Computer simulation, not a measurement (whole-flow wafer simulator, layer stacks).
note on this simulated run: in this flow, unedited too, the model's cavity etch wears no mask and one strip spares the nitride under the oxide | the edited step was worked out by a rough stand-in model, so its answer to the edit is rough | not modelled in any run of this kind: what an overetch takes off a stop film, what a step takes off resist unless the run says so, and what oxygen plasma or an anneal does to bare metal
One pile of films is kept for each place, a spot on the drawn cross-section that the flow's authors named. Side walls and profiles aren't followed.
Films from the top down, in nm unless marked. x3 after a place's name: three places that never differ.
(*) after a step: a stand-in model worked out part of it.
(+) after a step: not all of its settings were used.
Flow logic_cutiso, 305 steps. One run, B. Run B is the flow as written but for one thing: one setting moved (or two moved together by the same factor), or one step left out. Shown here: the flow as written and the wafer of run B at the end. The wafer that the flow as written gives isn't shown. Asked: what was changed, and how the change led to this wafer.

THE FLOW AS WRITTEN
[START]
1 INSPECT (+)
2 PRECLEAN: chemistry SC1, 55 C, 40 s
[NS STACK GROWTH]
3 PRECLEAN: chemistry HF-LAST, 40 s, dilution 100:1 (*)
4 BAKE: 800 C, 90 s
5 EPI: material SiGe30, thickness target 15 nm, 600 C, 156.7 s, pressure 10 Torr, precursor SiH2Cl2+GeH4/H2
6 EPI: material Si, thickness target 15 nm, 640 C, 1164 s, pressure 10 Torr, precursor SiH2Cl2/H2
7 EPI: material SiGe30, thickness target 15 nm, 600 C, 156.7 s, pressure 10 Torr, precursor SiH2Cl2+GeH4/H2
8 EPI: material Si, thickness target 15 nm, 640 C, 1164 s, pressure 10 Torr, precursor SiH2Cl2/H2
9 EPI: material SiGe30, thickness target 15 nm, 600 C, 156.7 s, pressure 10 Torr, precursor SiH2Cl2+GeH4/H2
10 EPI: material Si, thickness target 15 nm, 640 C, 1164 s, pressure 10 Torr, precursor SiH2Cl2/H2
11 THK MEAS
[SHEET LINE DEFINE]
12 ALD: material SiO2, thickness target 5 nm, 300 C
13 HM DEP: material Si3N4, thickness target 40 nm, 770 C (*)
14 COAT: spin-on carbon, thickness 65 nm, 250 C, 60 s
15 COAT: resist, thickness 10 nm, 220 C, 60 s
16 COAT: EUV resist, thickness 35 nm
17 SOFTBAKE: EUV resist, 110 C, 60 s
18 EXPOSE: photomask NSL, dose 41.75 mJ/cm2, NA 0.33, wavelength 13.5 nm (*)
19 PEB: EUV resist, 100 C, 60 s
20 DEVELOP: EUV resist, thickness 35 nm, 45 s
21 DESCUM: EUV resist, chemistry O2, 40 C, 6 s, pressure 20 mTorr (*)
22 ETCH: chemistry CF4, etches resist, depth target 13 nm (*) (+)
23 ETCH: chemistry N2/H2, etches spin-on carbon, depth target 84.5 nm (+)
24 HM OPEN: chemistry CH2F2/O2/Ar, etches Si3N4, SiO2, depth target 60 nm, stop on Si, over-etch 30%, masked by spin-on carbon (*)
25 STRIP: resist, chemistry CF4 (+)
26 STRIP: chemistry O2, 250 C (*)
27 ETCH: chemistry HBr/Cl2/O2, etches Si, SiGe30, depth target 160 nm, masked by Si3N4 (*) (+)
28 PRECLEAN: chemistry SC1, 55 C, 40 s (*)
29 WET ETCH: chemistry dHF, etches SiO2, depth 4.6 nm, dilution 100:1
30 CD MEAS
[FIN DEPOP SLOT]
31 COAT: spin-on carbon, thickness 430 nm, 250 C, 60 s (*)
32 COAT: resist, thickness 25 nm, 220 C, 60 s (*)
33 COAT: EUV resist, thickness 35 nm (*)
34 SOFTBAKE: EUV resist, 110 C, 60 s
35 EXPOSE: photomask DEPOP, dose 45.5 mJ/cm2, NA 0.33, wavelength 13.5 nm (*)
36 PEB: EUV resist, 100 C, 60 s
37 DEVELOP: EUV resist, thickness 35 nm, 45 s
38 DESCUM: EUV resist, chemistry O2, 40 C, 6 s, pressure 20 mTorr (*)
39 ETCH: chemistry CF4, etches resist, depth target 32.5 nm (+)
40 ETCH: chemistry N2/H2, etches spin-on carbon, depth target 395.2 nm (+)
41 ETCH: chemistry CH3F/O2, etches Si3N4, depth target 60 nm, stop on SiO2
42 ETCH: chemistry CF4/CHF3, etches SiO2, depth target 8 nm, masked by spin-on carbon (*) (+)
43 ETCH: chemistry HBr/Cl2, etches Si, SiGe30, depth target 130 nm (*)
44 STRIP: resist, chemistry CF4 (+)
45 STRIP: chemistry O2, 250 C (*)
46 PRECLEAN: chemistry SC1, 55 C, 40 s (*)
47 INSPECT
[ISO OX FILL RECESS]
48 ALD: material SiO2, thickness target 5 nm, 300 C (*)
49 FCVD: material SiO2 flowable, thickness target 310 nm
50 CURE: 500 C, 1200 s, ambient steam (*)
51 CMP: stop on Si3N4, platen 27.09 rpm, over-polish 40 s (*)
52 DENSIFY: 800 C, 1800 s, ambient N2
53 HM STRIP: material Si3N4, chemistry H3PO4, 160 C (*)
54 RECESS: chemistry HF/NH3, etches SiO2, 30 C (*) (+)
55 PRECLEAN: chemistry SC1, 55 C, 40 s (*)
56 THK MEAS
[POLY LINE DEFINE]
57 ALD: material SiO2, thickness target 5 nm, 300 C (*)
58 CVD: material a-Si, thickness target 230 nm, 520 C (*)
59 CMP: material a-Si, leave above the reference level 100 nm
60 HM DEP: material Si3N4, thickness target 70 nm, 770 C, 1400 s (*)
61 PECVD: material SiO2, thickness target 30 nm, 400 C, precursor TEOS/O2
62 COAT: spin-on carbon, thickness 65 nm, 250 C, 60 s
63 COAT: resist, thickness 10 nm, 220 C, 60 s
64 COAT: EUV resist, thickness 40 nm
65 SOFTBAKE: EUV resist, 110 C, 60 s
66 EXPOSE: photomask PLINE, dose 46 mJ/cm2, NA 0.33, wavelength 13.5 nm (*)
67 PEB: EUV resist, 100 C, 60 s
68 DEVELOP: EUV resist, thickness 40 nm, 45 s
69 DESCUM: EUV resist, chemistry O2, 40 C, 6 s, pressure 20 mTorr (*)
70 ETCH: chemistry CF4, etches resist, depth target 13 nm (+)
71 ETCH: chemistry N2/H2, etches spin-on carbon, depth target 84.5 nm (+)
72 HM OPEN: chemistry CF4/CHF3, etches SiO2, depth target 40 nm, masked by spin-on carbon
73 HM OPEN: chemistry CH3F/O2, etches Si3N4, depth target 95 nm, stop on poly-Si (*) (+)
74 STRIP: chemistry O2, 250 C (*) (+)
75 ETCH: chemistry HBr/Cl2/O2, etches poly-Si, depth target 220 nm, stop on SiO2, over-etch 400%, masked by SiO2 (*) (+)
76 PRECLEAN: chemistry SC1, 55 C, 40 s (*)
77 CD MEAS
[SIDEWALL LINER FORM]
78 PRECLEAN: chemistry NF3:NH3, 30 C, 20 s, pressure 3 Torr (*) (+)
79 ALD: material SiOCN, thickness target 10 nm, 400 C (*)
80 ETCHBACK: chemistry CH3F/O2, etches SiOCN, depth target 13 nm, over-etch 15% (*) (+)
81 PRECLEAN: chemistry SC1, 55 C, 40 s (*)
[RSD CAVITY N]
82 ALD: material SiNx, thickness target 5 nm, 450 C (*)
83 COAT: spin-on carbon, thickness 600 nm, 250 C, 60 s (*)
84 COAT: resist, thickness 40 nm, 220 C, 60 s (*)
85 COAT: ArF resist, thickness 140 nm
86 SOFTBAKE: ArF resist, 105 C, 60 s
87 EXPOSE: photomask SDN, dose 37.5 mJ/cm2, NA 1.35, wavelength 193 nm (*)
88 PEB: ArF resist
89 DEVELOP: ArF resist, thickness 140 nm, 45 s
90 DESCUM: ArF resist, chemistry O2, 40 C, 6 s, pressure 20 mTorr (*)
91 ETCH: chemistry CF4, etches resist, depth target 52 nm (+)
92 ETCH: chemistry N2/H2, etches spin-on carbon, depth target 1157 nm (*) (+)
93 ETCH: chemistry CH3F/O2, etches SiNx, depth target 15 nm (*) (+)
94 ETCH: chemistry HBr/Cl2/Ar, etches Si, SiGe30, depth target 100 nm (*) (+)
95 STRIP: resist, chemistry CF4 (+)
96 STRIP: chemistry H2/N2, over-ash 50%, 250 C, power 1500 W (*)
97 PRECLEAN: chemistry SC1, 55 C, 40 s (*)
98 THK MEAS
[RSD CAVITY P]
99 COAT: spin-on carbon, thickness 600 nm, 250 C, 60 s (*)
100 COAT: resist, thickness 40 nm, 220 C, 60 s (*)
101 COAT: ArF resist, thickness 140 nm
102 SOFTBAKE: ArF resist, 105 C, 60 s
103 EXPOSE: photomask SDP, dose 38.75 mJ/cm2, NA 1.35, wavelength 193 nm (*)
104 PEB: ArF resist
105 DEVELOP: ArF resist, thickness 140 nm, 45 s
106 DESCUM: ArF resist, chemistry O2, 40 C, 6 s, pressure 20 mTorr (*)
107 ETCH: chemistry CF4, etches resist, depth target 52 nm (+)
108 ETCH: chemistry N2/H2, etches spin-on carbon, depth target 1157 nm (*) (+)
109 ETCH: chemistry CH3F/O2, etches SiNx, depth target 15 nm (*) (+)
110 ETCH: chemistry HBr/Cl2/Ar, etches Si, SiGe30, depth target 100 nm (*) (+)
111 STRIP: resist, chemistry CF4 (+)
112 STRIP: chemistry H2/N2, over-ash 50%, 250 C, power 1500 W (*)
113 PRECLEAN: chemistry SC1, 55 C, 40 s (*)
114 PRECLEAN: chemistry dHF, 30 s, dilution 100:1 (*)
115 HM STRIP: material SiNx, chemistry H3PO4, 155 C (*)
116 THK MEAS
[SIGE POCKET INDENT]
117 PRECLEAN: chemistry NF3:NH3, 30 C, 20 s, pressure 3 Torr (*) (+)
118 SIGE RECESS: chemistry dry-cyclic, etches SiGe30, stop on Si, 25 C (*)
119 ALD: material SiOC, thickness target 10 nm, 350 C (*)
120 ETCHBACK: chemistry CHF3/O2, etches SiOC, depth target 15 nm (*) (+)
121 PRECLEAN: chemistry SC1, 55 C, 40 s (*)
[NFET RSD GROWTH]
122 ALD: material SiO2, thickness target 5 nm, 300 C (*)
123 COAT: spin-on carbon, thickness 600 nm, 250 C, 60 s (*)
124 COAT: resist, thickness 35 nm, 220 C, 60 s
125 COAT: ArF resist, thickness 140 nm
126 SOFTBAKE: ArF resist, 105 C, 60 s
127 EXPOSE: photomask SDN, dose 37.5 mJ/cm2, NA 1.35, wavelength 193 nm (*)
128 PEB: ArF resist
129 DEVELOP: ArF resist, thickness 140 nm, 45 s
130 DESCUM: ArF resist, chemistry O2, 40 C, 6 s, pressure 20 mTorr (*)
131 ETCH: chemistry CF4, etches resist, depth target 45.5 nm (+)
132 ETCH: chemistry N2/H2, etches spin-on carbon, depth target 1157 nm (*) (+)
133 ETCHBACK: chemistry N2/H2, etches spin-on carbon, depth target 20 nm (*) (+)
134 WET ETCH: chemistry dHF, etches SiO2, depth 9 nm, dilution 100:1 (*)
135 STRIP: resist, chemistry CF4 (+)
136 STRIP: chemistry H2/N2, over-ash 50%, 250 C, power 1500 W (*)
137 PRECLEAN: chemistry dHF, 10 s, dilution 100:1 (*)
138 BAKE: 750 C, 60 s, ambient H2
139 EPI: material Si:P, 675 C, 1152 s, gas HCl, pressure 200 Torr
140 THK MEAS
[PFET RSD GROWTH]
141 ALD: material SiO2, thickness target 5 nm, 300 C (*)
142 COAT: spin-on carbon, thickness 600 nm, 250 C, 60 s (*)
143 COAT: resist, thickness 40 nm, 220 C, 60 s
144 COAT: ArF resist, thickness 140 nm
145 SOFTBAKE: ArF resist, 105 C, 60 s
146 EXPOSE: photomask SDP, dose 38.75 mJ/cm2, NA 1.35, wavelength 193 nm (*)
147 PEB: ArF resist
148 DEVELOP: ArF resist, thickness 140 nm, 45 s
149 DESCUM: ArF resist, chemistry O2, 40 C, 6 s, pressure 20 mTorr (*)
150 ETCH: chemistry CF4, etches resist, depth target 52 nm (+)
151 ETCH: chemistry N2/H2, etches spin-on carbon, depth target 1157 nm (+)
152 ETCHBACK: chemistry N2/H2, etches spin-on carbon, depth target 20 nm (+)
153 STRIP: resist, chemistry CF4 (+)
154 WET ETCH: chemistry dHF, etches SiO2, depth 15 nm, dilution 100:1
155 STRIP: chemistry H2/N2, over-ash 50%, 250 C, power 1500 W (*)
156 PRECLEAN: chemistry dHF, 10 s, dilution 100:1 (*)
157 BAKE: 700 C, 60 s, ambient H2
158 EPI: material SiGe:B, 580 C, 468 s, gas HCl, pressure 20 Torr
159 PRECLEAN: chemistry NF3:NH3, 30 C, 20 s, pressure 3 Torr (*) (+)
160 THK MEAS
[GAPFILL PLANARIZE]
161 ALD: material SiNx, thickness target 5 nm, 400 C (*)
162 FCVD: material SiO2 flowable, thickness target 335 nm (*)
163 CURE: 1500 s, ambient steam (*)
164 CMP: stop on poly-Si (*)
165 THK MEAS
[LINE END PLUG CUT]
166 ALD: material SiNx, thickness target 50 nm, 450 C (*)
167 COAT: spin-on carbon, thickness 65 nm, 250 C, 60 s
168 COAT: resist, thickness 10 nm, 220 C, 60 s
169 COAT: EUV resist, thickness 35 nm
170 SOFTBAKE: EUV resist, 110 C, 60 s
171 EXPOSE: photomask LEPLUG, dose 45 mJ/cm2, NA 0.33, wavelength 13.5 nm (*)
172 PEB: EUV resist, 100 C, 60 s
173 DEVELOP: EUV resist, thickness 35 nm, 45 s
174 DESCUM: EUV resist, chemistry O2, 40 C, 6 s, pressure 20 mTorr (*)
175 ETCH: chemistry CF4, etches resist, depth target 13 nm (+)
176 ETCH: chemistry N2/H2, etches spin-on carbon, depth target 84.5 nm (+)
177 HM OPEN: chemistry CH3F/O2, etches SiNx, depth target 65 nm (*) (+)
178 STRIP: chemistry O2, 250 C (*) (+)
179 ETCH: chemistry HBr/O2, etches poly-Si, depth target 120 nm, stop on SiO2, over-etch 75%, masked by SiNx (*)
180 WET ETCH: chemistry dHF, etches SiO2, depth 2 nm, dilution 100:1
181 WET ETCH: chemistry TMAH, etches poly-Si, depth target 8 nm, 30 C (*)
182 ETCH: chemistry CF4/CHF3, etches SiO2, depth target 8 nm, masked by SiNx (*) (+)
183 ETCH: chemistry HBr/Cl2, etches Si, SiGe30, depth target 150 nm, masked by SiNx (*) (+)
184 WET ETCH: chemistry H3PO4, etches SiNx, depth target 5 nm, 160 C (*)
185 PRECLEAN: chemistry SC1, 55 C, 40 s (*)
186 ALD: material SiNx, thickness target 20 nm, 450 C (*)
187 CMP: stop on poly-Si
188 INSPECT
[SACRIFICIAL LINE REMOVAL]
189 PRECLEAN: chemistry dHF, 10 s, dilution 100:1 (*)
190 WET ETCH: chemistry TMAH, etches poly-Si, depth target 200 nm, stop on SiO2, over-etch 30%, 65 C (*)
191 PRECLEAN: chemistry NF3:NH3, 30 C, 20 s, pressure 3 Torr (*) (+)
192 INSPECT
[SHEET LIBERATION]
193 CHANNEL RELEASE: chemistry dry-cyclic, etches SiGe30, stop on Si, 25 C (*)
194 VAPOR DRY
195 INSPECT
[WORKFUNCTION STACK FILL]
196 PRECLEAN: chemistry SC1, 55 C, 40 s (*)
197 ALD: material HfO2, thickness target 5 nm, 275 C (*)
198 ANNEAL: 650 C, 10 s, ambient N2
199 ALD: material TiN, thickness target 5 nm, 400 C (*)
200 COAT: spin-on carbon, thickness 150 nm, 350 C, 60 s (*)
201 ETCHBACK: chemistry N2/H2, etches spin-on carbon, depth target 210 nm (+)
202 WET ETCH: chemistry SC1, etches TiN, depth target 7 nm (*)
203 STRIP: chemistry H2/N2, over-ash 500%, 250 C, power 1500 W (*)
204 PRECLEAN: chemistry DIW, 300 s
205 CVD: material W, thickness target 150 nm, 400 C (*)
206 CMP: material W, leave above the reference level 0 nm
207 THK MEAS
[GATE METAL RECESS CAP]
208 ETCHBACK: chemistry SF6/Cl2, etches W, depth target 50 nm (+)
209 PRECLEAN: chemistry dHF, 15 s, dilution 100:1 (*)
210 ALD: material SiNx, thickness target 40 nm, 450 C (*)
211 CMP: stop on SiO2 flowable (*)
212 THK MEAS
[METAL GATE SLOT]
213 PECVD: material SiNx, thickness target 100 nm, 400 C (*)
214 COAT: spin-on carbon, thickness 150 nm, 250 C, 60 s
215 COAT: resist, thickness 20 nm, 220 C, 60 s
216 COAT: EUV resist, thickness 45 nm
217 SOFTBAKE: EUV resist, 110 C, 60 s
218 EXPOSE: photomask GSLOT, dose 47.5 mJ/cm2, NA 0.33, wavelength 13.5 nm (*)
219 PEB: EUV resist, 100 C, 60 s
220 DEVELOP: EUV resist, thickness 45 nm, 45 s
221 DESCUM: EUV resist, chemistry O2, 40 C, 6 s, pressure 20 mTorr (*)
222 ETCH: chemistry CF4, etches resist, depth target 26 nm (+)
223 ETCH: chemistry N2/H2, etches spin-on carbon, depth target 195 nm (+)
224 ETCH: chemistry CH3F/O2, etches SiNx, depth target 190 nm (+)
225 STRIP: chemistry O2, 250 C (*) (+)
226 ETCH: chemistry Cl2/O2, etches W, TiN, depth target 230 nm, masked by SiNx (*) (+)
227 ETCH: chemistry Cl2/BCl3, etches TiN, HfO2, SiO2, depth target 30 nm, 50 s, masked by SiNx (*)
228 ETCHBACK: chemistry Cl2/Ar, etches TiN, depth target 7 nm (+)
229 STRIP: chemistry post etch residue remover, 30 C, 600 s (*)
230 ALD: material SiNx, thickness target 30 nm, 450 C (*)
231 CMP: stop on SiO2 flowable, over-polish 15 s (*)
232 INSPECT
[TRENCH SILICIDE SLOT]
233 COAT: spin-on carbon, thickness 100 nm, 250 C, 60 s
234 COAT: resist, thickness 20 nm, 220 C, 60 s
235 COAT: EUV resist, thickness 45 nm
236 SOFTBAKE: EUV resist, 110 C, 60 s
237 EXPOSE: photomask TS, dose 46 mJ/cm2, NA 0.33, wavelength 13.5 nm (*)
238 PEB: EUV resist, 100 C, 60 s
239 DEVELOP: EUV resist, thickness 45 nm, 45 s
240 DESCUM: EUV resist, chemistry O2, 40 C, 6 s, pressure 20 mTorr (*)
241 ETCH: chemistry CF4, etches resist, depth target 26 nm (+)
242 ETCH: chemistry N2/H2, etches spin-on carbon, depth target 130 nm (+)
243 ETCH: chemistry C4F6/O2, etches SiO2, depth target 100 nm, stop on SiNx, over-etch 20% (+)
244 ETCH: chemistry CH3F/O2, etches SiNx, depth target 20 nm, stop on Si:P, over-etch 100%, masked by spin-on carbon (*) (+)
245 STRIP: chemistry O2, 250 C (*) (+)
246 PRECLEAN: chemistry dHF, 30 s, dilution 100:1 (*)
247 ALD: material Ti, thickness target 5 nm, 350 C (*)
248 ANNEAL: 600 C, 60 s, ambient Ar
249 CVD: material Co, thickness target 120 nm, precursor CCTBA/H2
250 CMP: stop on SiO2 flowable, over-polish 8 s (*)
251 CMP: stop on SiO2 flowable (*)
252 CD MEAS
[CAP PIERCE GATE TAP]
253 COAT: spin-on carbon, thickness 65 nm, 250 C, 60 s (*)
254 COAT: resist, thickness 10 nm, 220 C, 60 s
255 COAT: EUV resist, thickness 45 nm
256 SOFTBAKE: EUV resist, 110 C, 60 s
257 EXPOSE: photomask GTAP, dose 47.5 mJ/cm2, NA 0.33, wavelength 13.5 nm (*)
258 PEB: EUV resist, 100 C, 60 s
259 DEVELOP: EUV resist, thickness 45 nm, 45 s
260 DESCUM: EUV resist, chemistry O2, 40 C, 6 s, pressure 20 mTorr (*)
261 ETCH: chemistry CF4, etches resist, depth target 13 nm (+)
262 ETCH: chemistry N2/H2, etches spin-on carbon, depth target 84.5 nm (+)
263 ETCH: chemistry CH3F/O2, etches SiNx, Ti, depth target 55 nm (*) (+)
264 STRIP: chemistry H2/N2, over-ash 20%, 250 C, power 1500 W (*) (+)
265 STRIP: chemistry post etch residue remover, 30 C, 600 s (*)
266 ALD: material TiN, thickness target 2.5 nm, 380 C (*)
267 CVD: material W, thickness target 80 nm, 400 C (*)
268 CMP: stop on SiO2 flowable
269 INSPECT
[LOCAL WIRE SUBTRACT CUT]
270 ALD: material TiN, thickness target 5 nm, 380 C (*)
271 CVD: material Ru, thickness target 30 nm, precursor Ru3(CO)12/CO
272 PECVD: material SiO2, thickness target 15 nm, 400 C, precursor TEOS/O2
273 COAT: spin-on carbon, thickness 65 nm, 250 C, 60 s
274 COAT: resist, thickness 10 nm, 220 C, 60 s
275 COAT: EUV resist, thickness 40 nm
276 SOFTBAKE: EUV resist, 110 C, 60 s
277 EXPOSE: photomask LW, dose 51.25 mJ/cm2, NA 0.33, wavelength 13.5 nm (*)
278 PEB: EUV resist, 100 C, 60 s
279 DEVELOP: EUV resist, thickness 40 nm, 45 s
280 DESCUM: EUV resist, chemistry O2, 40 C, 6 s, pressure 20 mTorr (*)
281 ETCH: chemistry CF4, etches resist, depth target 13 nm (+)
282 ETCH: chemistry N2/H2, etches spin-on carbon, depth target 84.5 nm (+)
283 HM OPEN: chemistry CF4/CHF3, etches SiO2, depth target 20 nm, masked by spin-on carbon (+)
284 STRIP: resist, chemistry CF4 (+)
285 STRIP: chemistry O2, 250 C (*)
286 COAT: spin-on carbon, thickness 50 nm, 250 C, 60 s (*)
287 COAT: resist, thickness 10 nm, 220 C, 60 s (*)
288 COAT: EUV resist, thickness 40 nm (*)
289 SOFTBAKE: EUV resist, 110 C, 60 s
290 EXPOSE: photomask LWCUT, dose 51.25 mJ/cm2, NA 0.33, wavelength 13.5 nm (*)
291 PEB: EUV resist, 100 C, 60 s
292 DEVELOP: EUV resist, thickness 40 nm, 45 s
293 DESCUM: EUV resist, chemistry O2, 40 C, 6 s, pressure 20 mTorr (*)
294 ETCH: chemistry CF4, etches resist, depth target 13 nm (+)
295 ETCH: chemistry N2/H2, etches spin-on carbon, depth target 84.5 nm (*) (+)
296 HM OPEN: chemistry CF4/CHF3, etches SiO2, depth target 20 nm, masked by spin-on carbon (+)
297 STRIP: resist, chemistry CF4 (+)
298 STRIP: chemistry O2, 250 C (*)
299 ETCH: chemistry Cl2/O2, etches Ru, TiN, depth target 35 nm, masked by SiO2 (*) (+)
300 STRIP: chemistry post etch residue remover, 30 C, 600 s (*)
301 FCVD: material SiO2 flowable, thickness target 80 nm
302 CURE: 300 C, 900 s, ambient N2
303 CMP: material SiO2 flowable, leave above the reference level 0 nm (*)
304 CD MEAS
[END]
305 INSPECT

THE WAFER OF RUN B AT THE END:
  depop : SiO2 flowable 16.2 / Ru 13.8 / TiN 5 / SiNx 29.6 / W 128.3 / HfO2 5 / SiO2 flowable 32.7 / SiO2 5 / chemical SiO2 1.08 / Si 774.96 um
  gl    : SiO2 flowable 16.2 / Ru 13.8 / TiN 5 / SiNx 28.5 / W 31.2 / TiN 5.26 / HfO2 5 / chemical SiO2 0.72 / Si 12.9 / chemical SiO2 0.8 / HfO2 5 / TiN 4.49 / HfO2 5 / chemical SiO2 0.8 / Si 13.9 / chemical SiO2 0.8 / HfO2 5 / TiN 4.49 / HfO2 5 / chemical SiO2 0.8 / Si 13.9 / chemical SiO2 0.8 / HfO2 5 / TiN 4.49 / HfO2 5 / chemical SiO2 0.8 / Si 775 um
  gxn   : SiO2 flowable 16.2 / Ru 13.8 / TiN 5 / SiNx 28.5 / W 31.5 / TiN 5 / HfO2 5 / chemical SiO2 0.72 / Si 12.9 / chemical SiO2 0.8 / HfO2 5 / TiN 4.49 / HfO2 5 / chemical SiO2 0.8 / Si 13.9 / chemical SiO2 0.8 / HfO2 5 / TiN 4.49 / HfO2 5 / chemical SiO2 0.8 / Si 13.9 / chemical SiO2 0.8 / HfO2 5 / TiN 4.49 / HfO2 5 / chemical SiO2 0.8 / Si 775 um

The cause: step 299, ETCH: depth target 15.8 nm was run, where the flow has depth target 35 nm.

How the change led to this, step by step:
  299 ETCH: chemistry Cl2/O2, etches Ru, TiN, depth target 35 nm, masked by SiO2 (*) (+)
      depop, dpovl, gfld and 15 more: Ru -15.8 (as written it would be: Ru -29.6 (all of it), TiN -5 (all of it))
      lnrt, rsdn, rsdp, tap: SiO2 -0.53 (as written it would be: SiO2 -1.17)
  301 FCVD: material SiO2 flowable, thickness target 80 nm
      iso, rsdx: SiO2 flowable +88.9 (new film) (as written it would be: SiO2 flowable +94.2)
      gfld, gl, glp, gxf, gxn, gxp, plug: SiO2 flowable +88.9 (new film) (as written it would be: SiO2 flowable +94.4 (new film))
      (and at 8 more places)
  303 CMP: material SiO2 flowable, leave above the reference level 0 nm (*)
      gfld, gl, glp and 10 more: SiO2 flowable -72.8 (as written it would be: SiO2 flowable -59.2)
      depop, dpovl, isow, ns, nsgap: SiO2 flowable -63.8 (as written it would be: SiO2 flowable -44.7)
      (and at 4 more places)
Counting metal films that touch as one body, depop has 2 bodies (between them, from the top down: SiNx 29.6); the flow as written gives 1 body.
Counting metal films that touch as one body, gl has 5 bodies (between them, from the top down: SiNx 28.5; HfO2 5 / chemical SiO2 0.72 / Si 12.9 / chemical SiO2 0.8 / HfO2 5; HfO2 5 / chemical SiO2 0.8 / Si 13.9 / chemical SiO2 0.8 / HfO2 5; HfO2 5 / chemical SiO2 0.8 / Si 13.9 / chemical SiO2 0.8 / HfO2 5); the flow as written gives 4 bodies (between them, from the top down: HfO2 5 / chemical SiO2 0.72 / Si 12.9 / chemical SiO2 0.8 / HfO2 5; HfO2 5 / chemical SiO2 0.8 / Si 13.9 / chemical SiO2 0.8 / HfO2 5; HfO2 5 / chemical SiO2 0.8 / Si 13.9 / chemical SiO2 0.8 / HfO2 5).
Counting metal films that touch as one body, gxn has 5 bodies (between them, from the top down: SiNx 28.5; HfO2 5 / chemical SiO2 0.72 / Si 12.9 / chemical SiO2 0.8 / HfO2 5; HfO2 5 / chemical SiO2 0.8 / Si 13.9 / chemical SiO2 0.8 / HfO2 5; HfO2 5 / chemical SiO2 0.8 / Si 13.9 / chemical SiO2 0.8 / HfO2 5); the flow as written gives 4 bodies (between them, from the top down: HfO2 5 / chemical SiO2 0.72 / Si 12.9 / chemical SiO2 0.8 / HfO2 5; HfO2 5 / chemical SiO2 0.8 / Si 13.9 / chemical SiO2 0.8 / HfO2 5; HfO2 5 / chemical SiO2 0.8 / Si 13.9 / chemical SiO2 0.8 / HfO2 5).
